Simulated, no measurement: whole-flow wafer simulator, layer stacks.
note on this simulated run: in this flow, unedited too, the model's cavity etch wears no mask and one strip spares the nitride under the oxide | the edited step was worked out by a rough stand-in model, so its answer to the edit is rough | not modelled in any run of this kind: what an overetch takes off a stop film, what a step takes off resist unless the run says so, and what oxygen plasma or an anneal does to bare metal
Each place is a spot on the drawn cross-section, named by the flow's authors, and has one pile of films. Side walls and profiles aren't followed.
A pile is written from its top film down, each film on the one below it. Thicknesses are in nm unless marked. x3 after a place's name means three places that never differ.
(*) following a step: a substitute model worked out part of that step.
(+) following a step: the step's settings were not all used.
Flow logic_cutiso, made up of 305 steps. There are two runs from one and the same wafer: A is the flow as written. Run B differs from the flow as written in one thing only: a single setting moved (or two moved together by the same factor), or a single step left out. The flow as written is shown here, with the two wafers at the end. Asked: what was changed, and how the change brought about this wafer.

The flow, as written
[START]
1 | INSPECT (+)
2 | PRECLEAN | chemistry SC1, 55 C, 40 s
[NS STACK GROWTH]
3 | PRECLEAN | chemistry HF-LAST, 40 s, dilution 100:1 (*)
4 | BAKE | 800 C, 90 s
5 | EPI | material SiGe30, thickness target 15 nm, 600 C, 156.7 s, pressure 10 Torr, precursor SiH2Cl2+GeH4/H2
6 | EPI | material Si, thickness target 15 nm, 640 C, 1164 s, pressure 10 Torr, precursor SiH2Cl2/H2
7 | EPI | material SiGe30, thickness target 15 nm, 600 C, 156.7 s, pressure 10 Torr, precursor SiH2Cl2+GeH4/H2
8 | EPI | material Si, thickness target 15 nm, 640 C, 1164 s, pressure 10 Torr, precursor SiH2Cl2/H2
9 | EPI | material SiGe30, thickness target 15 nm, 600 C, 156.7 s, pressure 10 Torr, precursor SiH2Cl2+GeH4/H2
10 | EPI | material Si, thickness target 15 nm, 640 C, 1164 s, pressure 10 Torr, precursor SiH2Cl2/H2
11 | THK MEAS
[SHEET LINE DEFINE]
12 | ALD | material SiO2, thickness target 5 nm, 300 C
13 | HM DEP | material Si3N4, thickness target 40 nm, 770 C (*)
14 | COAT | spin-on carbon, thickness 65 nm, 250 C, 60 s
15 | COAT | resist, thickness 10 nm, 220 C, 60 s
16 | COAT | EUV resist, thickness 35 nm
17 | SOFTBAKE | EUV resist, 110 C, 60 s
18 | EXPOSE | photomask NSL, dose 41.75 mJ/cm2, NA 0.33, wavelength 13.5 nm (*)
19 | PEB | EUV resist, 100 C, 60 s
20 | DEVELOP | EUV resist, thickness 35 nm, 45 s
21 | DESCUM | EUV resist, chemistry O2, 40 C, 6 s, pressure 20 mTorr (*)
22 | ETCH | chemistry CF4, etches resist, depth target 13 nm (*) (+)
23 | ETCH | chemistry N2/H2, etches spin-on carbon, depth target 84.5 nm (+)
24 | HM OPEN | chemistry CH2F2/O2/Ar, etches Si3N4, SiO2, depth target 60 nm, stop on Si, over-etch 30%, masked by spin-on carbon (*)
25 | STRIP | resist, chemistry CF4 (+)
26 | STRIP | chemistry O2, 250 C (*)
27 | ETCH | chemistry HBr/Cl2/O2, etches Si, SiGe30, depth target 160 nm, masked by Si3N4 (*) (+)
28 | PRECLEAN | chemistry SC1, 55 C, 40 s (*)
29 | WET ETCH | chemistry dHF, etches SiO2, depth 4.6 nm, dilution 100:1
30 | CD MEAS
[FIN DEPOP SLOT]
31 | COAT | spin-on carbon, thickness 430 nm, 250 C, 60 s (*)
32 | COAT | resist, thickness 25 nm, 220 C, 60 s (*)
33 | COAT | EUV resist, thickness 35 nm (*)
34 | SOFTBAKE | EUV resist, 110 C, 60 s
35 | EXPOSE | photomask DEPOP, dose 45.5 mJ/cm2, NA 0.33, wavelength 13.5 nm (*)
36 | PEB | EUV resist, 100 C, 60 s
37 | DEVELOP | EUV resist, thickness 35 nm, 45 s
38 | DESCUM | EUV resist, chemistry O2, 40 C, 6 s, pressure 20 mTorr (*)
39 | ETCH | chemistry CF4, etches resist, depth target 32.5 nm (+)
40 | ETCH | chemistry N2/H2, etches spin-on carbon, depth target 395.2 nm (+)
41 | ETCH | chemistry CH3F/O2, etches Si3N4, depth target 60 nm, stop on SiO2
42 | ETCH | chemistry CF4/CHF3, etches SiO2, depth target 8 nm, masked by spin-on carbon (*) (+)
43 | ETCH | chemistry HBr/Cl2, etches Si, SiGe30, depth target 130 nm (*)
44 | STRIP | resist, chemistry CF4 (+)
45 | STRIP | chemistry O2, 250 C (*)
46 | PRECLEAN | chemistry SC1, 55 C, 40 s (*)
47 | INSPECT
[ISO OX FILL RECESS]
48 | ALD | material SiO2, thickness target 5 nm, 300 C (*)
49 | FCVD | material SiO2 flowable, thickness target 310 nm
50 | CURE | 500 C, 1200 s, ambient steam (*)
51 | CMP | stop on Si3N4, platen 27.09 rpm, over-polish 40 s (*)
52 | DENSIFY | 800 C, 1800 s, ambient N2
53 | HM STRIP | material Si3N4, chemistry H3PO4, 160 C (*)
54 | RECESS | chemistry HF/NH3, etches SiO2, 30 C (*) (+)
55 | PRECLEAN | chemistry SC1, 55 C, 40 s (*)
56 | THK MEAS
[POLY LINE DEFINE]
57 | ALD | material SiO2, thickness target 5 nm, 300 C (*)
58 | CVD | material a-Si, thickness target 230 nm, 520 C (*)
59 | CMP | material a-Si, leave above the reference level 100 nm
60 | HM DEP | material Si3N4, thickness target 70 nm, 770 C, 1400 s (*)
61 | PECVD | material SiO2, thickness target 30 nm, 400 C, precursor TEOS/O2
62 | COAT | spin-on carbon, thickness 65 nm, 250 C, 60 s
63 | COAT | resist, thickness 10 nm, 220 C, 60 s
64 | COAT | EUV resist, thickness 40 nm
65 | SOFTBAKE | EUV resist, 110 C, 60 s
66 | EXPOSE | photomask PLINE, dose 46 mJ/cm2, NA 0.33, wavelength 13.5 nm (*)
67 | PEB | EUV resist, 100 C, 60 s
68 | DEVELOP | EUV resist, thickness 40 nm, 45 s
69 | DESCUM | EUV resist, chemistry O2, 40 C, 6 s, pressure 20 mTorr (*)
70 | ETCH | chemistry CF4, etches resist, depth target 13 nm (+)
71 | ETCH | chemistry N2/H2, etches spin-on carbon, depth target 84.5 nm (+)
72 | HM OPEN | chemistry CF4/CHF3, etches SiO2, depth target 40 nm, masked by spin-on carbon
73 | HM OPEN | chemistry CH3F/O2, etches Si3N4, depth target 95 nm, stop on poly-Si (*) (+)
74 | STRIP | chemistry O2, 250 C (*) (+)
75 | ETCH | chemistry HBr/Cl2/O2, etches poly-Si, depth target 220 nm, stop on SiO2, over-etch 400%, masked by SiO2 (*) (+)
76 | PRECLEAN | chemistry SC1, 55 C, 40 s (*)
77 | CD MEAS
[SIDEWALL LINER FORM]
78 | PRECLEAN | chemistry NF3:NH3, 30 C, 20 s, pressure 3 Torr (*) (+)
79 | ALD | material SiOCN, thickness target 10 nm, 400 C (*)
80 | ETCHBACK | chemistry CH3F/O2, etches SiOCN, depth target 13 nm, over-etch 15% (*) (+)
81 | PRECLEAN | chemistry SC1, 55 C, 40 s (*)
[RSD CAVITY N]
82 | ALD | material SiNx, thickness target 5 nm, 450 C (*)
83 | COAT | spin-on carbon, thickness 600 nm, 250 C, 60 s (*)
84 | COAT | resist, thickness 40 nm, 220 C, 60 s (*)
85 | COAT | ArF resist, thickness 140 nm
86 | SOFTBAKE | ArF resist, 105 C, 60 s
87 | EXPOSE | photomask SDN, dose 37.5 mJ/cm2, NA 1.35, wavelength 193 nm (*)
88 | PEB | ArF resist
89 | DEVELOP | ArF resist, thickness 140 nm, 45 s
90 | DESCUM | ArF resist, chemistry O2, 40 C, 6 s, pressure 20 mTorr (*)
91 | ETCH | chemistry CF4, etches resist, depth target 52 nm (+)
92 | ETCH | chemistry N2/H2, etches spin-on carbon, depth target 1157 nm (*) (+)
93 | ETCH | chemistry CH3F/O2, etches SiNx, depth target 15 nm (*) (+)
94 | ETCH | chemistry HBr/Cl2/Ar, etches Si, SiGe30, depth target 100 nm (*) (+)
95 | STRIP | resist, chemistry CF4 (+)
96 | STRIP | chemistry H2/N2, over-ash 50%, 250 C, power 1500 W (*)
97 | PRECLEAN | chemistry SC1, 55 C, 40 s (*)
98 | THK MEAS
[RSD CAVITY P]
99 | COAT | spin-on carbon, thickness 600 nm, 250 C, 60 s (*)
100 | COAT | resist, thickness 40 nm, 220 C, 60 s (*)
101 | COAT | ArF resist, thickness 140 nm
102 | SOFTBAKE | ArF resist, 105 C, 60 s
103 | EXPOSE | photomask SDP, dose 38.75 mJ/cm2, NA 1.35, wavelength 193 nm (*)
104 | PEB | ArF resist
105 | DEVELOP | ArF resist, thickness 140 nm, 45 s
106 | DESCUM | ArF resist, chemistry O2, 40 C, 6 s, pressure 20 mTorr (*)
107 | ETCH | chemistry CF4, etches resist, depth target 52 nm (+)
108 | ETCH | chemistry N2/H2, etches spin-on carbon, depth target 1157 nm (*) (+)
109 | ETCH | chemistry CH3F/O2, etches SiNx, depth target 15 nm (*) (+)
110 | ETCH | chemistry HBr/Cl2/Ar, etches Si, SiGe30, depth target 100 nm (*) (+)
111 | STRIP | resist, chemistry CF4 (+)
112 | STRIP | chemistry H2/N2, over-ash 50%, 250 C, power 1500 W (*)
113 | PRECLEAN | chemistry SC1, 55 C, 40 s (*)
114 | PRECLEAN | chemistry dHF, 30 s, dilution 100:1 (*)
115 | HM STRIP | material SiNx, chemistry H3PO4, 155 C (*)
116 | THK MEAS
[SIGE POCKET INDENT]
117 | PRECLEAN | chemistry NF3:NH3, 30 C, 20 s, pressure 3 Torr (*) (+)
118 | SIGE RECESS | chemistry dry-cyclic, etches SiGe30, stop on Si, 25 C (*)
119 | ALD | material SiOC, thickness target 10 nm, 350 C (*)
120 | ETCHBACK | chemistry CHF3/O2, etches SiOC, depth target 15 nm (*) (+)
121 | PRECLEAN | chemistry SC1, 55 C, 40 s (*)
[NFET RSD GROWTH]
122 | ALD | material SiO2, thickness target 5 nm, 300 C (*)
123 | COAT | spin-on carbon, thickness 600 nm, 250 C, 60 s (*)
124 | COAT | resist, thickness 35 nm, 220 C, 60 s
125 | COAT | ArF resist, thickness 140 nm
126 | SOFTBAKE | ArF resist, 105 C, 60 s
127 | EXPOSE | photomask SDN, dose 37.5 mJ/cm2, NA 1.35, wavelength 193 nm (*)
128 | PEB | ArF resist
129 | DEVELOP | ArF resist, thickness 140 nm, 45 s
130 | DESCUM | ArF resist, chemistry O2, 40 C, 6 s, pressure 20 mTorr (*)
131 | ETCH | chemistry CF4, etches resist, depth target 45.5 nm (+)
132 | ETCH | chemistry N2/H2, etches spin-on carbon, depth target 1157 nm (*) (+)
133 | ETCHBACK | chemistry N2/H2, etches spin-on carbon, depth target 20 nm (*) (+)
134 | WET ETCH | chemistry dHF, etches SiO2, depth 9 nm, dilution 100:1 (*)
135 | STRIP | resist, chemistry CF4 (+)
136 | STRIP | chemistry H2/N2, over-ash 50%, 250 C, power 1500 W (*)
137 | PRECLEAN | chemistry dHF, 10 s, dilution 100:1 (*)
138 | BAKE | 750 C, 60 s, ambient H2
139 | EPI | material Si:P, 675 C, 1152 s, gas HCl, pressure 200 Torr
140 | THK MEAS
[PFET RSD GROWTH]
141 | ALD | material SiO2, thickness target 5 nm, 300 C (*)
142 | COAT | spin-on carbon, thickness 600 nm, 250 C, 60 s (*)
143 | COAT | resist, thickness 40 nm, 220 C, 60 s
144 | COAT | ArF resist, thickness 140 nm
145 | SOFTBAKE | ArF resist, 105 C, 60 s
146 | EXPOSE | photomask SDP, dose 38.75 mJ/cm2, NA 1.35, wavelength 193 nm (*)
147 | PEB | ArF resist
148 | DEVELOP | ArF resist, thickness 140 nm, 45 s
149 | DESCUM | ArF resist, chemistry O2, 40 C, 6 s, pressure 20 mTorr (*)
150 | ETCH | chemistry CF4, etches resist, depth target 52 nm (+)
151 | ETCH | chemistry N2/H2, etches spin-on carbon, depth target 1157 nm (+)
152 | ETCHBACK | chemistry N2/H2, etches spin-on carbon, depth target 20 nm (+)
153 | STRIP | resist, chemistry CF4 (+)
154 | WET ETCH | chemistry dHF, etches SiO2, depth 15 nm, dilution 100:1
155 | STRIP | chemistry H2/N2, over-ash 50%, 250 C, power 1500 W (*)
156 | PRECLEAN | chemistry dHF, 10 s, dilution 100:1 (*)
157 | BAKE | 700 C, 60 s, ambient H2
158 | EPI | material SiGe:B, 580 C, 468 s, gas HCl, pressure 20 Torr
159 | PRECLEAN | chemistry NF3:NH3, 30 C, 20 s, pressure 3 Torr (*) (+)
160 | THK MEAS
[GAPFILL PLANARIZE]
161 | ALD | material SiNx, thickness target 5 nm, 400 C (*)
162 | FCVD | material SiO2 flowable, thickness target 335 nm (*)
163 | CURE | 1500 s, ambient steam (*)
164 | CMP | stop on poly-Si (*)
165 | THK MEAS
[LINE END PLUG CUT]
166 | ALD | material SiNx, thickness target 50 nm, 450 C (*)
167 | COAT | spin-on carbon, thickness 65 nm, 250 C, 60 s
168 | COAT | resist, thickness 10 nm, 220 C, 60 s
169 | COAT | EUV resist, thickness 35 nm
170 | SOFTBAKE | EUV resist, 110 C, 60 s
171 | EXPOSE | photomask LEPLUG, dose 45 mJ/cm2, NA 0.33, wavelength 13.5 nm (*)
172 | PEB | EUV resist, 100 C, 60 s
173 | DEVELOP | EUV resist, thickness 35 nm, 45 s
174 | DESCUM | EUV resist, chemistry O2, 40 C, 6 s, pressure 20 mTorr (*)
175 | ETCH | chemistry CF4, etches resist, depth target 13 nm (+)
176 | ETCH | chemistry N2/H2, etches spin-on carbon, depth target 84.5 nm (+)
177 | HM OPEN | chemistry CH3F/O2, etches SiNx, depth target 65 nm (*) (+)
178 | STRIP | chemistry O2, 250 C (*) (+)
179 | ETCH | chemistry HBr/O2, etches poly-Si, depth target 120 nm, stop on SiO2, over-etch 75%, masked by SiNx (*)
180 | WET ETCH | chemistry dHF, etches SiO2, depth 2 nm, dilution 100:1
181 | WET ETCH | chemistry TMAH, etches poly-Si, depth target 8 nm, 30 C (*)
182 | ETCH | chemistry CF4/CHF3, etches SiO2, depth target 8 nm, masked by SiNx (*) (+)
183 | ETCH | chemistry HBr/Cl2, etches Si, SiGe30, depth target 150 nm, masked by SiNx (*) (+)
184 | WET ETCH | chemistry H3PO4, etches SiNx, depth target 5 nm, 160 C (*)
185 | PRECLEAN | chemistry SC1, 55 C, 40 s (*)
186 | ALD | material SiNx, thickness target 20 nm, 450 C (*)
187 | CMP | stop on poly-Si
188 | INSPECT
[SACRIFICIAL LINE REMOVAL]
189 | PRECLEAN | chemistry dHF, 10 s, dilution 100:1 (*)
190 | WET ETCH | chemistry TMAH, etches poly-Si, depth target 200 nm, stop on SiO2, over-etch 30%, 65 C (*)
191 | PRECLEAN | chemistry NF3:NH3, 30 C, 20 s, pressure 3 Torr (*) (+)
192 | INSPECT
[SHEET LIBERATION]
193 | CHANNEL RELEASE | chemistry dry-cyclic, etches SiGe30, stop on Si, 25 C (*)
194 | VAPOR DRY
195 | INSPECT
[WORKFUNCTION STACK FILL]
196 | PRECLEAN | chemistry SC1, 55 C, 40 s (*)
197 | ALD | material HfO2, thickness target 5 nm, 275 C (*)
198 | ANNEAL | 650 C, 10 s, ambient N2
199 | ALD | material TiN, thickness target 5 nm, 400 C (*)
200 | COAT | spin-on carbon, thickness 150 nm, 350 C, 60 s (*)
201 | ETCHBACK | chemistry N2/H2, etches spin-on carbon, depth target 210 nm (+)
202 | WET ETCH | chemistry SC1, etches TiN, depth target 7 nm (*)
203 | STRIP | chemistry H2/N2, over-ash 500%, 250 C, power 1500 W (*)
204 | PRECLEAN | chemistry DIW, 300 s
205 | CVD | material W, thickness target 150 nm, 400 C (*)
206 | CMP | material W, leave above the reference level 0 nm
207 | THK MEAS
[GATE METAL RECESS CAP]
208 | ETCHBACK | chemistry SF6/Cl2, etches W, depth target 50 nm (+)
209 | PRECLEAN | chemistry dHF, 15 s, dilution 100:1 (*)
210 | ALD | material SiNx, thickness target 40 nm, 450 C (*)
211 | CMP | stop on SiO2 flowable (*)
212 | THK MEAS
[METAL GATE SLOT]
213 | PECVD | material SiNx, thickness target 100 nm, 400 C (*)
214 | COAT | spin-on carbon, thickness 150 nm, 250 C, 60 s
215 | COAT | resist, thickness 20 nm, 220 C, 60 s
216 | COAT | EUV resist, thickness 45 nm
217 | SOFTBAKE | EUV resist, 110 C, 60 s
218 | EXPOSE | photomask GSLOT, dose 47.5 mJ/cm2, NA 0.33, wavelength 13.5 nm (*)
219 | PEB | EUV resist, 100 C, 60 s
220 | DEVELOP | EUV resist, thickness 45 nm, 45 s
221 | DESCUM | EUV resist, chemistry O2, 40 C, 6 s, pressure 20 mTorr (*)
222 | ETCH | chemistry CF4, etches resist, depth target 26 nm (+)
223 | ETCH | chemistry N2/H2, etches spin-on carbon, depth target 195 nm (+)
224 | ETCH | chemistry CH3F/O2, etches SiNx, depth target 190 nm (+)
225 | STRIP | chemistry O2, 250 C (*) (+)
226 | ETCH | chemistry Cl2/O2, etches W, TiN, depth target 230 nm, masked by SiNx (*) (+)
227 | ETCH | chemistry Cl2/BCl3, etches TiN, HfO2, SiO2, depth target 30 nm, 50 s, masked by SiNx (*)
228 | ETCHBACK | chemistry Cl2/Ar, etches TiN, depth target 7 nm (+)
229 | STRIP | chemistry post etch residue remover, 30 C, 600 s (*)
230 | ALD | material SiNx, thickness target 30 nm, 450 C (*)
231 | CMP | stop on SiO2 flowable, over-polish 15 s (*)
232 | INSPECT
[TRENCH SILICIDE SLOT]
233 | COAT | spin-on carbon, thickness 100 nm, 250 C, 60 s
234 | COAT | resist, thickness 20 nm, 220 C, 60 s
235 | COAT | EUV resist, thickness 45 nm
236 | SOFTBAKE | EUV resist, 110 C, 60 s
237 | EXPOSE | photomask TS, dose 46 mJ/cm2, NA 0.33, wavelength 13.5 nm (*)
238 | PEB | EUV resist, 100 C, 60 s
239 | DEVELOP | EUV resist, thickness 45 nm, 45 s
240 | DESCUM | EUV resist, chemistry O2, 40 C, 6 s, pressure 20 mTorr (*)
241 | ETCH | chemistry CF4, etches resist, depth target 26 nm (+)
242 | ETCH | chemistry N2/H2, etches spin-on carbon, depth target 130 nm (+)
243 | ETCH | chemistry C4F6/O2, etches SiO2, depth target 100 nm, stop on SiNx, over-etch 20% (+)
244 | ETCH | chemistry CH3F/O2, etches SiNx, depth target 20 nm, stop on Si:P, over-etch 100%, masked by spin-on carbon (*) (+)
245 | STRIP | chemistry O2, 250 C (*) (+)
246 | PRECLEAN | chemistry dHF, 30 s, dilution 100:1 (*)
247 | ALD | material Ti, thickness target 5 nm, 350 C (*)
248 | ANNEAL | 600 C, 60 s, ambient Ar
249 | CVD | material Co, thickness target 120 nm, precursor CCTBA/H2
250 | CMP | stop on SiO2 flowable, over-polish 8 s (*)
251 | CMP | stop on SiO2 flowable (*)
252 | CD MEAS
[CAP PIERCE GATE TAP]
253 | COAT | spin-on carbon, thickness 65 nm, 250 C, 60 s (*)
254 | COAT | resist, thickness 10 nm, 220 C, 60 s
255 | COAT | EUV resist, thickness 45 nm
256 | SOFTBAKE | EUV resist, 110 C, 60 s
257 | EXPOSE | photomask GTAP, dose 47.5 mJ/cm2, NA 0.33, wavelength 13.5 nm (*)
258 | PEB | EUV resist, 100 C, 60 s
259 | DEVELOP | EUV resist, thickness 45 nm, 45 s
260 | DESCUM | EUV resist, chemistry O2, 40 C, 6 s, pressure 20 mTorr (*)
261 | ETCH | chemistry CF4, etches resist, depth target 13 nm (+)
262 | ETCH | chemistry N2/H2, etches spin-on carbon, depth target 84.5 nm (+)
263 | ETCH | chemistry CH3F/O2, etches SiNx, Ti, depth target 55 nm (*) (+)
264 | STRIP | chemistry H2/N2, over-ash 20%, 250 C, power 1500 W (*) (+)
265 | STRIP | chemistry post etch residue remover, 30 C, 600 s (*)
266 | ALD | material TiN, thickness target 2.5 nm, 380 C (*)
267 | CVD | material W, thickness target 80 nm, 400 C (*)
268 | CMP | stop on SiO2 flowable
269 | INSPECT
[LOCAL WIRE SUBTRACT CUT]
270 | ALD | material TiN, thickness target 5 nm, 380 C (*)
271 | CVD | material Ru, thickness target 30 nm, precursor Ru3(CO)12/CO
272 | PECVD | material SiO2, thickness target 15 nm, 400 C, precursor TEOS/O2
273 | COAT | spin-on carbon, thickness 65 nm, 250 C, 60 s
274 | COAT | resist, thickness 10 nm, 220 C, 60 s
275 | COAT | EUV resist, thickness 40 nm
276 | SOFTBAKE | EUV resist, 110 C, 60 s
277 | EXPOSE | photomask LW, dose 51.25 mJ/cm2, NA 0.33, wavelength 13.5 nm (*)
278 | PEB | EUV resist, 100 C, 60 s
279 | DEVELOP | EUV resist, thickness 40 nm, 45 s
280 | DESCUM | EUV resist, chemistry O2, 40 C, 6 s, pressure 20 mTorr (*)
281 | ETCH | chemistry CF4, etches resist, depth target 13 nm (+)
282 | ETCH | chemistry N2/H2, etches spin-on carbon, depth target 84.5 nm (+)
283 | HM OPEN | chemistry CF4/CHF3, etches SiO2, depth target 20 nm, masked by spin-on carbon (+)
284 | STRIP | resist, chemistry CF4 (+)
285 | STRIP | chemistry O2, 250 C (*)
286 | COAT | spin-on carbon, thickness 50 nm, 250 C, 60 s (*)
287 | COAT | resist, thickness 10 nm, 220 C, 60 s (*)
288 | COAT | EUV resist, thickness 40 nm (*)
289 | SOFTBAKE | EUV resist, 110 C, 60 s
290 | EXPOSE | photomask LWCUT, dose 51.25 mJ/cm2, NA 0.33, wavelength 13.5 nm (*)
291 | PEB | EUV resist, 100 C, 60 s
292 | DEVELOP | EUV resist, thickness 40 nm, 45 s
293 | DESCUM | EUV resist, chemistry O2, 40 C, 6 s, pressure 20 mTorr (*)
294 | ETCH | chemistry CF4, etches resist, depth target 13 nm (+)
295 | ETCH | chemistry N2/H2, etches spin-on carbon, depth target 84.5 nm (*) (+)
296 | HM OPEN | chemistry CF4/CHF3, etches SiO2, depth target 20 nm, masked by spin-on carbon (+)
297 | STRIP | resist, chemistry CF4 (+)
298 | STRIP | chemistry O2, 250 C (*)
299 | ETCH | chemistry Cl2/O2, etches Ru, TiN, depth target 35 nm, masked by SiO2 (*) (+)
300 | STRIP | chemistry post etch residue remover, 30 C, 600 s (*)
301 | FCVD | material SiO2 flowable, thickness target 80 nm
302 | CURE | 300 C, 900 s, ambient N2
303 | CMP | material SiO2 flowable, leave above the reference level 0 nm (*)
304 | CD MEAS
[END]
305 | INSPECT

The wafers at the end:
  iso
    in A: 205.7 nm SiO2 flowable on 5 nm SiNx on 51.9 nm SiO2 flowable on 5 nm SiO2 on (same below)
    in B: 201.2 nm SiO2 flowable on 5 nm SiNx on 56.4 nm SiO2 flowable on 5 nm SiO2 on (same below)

Cause: step 120, ETCHBACK: depth target 10.5 nm was run, while the flow as written has depth target 15 nm.

Step by step, how the change led to this:
  120 | ETCHBACK | chemistry CHF3/O2, etches SiOC, depth target 15 nm (*) (+)
      gl, tap: A -10 SiOC (all of it), -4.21 SiO2 (all of it), -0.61 Si3N4 | B -10 SiOC (all of it), -0.5 SiO2
      glp: A -10 SiOC (all of it), -4.25 SiO2 (all of it), -0.58 Si3N4 | B -10 SiOC (all of it), -0.5 SiO2
      (also at 15 further places)
  122 | ALD | material SiO2, thickness target 5 nm, 300 C (*)
      gl, glp, tap: A +5 SiO2 (new film) | B +5 SiO2
      gxn: A +6.76 SiO2 (new film) | B +5 SiO2 (new film)
      (also at 1 further place)
  132 | ETCH | chemistry N2/H2, etches spin-on carbon, depth target 1157 nm (*) (+)
      gl, tap: A -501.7 spin-on carbon (all of it), -5 SiO2 (all of it), -0.5 Si3N4 | B -499.6 spin-on carbon (all of it), -6.1 SiO2
      gxn: A -499.4 spin-on carbon (all of it), -6.06 SiO2 | B -498.6 spin-on carbon (all of it), -5 SiO2 (all of it), -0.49 SiOC (all of it), -0.66 SiO2
  133 | ETCHBACK | chemistry N2/H2, etches spin-on carbon, depth target 20 nm (*) (+)
      gl, tap: A -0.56 Si3N4 | B -1.11 SiO2
      gxn: A -0.7 SiO2 (all of it), -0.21 Si3N4 | B -1.11 SiO2
  134 | WET ETCH | chemistry dHF, etches SiO2, depth 9 nm, dilution 100:1 (*)
      gl, tap: A -0.34 Si3N4 | B -1.46 SiO2 (all of it), -0.22 Si3N4
      gxn: A -0.34 Si3N4 | B -2.44 SiO2 (all of it), -0.19 Si3N4
  141 | ALD | material SiO2, thickness target 5 nm, 300 C (*)
      gxn: A +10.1 SiO2 (new film) | B +11.8 SiO2 (new film)
  153 | STRIP | resist, chemistry CF4 (+)
      glp: A -1.36 SiO2 (all of it) | B -4.98 SiO2 (all of it)
      gxp: A -3.06 SiO2 (all of it) | B -1.25 SiO2 (all of it)
  159 | PRECLEAN | chemistry NF3:NH3, 30 C, 20 s, pressure 3 Torr (*) (+)
      gxp: A -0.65 Si3N4 | B -0.4 SiOC (all of it)
  164 | CMP | stop on poly-Si (*)
      gxp: A -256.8 SiO2 flowable (all of it), -5 SiNx (all of it), -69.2 Si3N4 (all of it) | B -254.1 SiO2 flowable (all of it), -5 SiNx (all of it), -4.25 SiO2 (all of it), -70 Si3N4 (all of it)
      depop, dpovl, isow, ns, nsgap: A -326.8 SiO2 flowable (all of it), -5 SiNx (all of it), -4.13 SiO2 (all of it), -70 Si3N4 (all of it) | B -326.8 SiO2 flowable (all of it), -5 SiNx (all of it), -8.63 SiO2 (all of it), -70 Si3N4 (all of it)
      (also at 10 further places)
